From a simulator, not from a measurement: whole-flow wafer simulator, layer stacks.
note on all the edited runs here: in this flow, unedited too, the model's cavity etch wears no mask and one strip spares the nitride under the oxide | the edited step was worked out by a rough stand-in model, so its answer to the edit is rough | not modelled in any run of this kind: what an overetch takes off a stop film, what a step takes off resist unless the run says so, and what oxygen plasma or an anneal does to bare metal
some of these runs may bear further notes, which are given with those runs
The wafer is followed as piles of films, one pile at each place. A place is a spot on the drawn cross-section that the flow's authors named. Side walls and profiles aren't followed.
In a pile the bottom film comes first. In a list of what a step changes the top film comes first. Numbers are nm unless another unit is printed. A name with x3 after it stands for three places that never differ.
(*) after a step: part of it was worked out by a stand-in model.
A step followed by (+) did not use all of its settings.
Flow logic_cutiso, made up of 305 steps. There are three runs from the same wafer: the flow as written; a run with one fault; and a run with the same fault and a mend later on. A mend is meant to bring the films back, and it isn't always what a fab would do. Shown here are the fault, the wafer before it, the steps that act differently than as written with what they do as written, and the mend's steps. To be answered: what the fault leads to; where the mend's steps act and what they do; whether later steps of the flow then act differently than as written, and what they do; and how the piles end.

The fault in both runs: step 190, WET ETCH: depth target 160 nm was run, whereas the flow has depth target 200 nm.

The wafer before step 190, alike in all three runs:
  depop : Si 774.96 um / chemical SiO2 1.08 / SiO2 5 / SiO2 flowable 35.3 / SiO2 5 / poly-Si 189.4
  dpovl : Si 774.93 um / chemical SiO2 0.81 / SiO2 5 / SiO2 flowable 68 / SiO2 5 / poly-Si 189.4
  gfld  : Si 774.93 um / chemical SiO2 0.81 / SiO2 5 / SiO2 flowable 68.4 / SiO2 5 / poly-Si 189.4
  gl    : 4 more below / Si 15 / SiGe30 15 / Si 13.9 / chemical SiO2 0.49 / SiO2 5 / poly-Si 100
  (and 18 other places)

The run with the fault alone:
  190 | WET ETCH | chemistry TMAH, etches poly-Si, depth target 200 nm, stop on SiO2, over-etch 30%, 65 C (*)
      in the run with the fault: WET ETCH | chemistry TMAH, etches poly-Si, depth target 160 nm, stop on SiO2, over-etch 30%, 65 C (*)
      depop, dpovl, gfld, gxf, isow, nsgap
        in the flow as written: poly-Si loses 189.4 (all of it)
        in the run with the fault: poly-Si loses 160
  Steps further on in the flow that do not act as written (not shown: 1 more step that differs only slightly, by at most 2% or 0.5 nm, whichever is larger):
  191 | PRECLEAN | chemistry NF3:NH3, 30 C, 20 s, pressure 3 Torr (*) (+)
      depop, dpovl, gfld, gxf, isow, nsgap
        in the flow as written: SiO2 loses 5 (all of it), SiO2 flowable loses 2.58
        in the run with the fault: nothing
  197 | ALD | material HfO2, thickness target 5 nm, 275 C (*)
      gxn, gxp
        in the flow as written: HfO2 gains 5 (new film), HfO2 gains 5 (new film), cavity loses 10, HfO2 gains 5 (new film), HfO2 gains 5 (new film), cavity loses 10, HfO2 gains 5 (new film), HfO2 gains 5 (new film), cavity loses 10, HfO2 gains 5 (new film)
        in the run with the fault: HfO2 gains 5 (new film), HfO2 gains 5 (new film), cavity loses 10, HfO2 gains 5 (new film), HfO2 gains 5 (new film), cavity loses 10, HfO2 gains 5 (new film), HfO2 gains 14.5 (new film), cavity loses 14.5 (all of it)
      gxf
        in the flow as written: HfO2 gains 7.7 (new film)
        in the run with the fault: HfO2 gains 5 (new film)
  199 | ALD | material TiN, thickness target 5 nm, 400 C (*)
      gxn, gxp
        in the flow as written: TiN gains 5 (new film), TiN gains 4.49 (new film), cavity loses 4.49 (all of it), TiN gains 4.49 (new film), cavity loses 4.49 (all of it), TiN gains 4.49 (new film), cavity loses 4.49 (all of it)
        in the run with the fault: TiN gains 5 (new film), TiN gains 4.49 (new film), cavity loses 4.49 (all of it), TiN gains 4.49 (new film), cavity loses 4.49 (all of it)
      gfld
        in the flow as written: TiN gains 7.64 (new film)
        in the run with the fault: TiN gains 5 (new film)
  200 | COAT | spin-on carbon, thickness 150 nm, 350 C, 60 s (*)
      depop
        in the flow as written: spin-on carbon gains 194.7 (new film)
        in the run with the fault: spin-on carbon gains 176.5 (new film)
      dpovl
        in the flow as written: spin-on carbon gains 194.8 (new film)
        in the run with the fault: spin-on carbon gains 176.5 (new film)
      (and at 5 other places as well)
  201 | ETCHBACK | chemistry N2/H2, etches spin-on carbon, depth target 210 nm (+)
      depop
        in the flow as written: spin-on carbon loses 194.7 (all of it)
        in the run with the fault: spin-on carbon loses 176.5 (all of it)
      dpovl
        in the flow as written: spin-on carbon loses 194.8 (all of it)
        in the run with the fault: spin-on carbon loses 176.5 (all of it)
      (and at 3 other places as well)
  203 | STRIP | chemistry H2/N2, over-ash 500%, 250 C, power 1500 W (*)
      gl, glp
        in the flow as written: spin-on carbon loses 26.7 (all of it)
        in the run with the fault: spin-on carbon loses 27.5 (all of it)
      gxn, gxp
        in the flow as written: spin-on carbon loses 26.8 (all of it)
        in the run with the fault: spin-on carbon loses 27.6 (all of it)
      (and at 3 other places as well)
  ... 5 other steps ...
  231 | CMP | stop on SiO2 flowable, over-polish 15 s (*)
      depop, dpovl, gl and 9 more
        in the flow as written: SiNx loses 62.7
        in the run with the fault: SiNx loses 72
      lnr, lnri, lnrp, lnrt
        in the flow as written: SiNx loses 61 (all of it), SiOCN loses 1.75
        in the run with the fault: SiNx loses 70.3 (all of it), SiOCN loses 1.75
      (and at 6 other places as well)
  At depop, dpovl, gfld, gxf, gxn, gxp, isow, nsgap, the piles at the end differ from the flow's by more than 2% or 0.5 nm, whichever is larger.
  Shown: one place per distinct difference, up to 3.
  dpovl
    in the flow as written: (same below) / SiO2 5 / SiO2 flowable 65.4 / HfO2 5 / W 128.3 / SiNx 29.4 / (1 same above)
    in the run with the fault: (same below) / SiO2 5 / SiO2 flowable 68 / SiO2 5 / poly-Si 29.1 / chemical SiO2 0.49 / HfO2 5 / W 91 / SiNx 29.4 / (1 same above)
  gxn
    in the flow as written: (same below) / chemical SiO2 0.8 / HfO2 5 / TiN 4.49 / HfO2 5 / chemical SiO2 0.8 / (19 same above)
    in the run with the fault: (same below) / chemical SiO2 0.8 / HfO2 14.5 / chemical SiO2 0.8 / (19 same above)
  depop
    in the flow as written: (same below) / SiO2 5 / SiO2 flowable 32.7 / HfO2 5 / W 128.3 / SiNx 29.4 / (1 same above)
    in the run with the fault: (same below) / SiO2 5 / SiO2 flowable 35.3 / SiO2 5 / poly-Si 29.1 / chemical SiO2 0.49 / HfO2 5 / W 91 / SiNx 29.4 / (1 same above)

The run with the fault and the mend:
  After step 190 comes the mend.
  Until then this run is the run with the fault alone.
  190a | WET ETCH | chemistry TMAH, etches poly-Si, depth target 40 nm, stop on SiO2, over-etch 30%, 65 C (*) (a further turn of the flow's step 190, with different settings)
      depop, dpovl, gfld, gxf, isow, nsgap
        poly-Si loses 29.4 (all of it)
  Later steps of the flow that are run all act as written at every place that is followed.
  The piles end the same as the flow's at every place that both follow.
